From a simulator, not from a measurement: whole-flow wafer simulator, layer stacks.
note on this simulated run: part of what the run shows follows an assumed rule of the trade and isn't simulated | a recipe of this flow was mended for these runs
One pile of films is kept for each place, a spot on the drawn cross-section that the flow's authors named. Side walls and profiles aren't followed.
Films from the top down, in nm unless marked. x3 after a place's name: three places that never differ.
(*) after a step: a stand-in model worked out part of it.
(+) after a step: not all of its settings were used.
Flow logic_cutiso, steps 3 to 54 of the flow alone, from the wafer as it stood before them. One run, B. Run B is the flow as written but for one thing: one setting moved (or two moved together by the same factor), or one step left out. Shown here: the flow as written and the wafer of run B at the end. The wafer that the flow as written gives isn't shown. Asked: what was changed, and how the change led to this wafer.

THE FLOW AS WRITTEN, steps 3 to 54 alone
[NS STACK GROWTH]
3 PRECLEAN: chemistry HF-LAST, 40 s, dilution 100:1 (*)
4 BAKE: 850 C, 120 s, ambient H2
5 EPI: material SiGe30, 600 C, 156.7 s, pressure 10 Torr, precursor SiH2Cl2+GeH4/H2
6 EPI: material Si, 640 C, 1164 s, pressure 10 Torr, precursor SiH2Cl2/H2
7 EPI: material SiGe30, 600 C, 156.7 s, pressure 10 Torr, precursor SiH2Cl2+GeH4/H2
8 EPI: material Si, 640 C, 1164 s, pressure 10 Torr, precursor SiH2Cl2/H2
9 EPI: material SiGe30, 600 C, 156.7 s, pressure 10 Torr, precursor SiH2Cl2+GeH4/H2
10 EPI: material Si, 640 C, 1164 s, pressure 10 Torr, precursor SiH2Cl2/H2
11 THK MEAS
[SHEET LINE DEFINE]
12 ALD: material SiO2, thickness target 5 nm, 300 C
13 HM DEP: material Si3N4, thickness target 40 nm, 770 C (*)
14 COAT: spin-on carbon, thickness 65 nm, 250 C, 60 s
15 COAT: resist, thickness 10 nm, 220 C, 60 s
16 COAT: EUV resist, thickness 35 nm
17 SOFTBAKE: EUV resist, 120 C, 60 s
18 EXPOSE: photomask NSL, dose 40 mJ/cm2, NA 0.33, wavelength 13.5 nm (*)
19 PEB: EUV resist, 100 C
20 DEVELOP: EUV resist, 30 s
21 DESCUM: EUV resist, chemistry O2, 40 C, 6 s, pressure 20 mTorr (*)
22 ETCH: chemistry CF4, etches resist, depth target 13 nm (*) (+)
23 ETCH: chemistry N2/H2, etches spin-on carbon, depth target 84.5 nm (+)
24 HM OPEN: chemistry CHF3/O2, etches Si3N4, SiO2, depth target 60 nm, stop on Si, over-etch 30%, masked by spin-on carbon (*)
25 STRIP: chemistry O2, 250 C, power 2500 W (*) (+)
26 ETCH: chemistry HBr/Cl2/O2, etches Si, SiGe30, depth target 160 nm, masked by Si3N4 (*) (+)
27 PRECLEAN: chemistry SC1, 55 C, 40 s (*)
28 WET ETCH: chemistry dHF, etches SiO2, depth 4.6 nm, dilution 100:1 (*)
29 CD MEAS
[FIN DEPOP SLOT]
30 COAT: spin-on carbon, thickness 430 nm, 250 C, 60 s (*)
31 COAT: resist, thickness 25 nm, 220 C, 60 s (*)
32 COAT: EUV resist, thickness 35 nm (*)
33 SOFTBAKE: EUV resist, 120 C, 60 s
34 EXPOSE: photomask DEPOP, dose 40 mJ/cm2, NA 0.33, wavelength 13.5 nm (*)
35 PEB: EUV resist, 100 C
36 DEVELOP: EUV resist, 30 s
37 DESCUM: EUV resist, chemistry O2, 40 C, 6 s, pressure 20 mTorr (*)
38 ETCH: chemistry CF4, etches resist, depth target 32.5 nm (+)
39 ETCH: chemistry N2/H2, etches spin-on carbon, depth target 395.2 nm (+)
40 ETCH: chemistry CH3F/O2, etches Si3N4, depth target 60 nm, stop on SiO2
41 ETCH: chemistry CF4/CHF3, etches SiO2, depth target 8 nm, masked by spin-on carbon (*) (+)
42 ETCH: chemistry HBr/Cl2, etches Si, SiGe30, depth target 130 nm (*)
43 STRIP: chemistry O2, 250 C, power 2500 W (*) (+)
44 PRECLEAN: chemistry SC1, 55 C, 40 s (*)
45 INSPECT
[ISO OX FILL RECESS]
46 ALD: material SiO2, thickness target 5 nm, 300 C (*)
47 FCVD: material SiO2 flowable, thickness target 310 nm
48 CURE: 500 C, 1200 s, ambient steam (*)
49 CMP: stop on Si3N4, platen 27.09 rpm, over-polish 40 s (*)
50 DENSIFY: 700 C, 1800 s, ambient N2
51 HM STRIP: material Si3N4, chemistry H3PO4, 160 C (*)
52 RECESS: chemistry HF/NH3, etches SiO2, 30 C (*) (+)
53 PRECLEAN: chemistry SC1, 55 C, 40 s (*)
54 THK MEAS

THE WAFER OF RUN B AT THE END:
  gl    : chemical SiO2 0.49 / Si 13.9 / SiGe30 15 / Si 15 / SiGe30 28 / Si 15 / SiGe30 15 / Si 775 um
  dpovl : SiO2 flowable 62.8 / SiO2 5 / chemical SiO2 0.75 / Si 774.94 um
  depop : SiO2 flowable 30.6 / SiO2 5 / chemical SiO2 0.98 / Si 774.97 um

The cause: step 7, EPI: 635 C was run, where the flow has 600 C.

How the change led to this, step by step:
  7 EPI: material SiGe30, 600 C, 156.7 s, pressure 10 Torr, precursor SiH2Cl2+GeH4/H2
      depop, dpovl, gfld and 19 more: SiGe30 +28 (new film) (as written it would be: SiGe30 +15 (new film))
  26 ETCH: chemistry HBr/Cl2/O2, etches Si, SiGe30, depth target 160 nm, masked by Si3N4 (*) (+)
      dpovl, gfld, gxf, iso, isow, lnri, nsgap: chemical SiO2 -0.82 (all of it), Si -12 (all of it), SiGe30 -15 (all of it), Si -15 (all of it), SiGe30 -28 (all of it), Si -15 (all of it), SiGe30 -15 (all of it), Si -60 (as written it would be: chemical SiO2 -0.82 (all of it), Si -12 (all of it), SiGe30 -15 (all of it), Si -15 (all of it), SiGe30 -15 (all of it), Si -15 (all of it), SiGe30 -15 (all of it), Si -73)
  42 ETCH: chemistry HBr/Cl2, etches Si, SiGe30, depth target 130 nm (*)
      depop: Si -13.8 (all of it), SiGe30 -15 (all of it), Si -15 (all of it), SiGe30 -28 (all of it), Si -15 (all of it), SiGe30 -15 (all of it), Si -28.2 (as written it would be: Si -13.8 (all of it), SiGe30 -15 (all of it), Si -15 (all of it), SiGe30 -15 (all of it), Si -15 (all of it), SiGe30 -15 (all of it), Si -41.2)
